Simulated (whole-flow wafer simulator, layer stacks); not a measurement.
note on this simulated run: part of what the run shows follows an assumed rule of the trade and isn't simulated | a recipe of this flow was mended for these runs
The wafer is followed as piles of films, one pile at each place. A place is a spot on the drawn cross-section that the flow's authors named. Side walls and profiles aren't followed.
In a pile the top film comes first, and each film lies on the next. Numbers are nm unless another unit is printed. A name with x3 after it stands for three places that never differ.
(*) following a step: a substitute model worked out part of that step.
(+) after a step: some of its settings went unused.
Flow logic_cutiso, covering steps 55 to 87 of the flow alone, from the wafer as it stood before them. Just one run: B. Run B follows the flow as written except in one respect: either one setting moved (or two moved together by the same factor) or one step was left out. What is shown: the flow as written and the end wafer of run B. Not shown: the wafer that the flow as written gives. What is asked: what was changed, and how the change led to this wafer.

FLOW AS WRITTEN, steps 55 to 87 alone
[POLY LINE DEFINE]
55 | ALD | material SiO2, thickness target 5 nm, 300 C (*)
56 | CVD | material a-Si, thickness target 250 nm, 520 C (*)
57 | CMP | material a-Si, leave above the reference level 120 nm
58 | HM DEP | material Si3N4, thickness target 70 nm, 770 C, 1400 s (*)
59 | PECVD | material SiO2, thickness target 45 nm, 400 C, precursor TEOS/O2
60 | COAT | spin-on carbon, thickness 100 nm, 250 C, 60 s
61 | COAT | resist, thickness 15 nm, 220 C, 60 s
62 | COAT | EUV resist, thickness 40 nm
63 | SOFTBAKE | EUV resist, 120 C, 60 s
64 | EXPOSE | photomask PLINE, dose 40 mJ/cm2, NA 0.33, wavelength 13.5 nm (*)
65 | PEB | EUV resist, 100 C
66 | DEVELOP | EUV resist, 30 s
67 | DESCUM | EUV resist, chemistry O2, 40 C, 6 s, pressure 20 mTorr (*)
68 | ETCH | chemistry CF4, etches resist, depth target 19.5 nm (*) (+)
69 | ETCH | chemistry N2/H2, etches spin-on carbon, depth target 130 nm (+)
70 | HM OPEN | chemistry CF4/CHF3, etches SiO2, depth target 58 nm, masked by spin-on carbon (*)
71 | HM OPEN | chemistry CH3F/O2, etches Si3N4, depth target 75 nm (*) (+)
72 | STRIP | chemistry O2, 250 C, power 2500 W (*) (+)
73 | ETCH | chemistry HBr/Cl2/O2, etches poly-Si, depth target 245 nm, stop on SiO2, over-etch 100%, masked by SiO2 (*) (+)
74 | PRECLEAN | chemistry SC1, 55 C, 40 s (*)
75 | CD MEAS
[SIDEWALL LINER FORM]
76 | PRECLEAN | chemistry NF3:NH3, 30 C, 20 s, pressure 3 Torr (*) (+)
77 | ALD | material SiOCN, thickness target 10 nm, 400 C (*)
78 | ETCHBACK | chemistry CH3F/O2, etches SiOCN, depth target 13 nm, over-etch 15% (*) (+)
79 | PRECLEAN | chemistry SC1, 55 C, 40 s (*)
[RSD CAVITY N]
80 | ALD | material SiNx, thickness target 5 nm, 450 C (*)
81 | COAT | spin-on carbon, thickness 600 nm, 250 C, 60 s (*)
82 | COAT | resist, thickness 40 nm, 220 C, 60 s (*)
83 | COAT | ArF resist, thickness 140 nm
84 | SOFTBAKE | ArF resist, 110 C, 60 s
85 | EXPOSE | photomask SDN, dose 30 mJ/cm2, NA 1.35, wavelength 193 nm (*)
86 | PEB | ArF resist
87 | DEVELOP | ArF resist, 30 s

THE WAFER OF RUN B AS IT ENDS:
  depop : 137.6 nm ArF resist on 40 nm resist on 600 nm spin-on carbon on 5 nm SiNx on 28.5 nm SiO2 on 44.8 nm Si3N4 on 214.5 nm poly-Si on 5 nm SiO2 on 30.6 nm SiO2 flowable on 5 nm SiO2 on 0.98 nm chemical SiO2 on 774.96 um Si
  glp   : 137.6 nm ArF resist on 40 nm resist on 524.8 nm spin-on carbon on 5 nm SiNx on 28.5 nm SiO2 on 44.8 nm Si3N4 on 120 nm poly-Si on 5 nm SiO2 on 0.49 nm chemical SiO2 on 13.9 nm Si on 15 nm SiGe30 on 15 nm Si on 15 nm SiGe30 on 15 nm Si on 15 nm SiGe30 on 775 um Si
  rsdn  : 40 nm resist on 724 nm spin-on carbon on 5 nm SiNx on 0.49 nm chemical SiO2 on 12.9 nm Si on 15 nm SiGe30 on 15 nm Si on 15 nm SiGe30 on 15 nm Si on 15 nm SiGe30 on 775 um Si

What caused this: step 58, HM DEP: thickness target 44.8 nm was run, while the flow as written has thickness target 70 nm; step 58, HM DEP: 896 s was run, where the flow has 1400 s.
The wafer lets one read it off: depop has Si3N4 44.8, and step 58 as written asks for 70 nm.

The path from the change to this, step by step:
  58 | HM DEP | material Si3N4, thickness target 70 nm, 770 C, 1400 s (*)
      gl, glp, gxn and 11 more: Si3N4 gains 44.8 (new film), poly-Si gains 120 (new film), a-Si loses 120 (all of it) (in the flow as written it would be: Si3N4 gains 70 (new film), poly-Si gains 120 (new film), a-Si loses 120 (all of it))
      depop, dpovl x3, gfld, gxf, iso, lnri: Si3N4 gains 44.8 (new film), poly-Si gains 214.5 (new film), a-Si loses 214.5 (all of it) (in the flow as written it would be: Si3N4 gains 70 (new film), poly-Si gains 214.5 (new film), a-Si loses 214.5 (all of it))
  71 | HM OPEN | chemistry CH3F/O2, etches Si3N4, depth target 75 nm (*) (+)
      iso, lnr, lnri and 6 more: Si3N4 loses 30 (all of it), poly-Si loses 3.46 (in the flow as written it would be: Si3N4 loses 55.2 (all of it), poly-Si loses 1.52)
  81 | COAT | spin-on carbon, thickness 600 nm, 250 C, 60 s (*)
      rsdn, rsdp, rsdw, rsdx: spin-on carbon gains 724 (new film) (in the flow as written it would be: spin-on carbon gains 740.8 (new film))
      iso: spin-on carbon gains 822.5 (new film) (in the flow as written it would be: spin-on carbon gains 839.3 (new film))
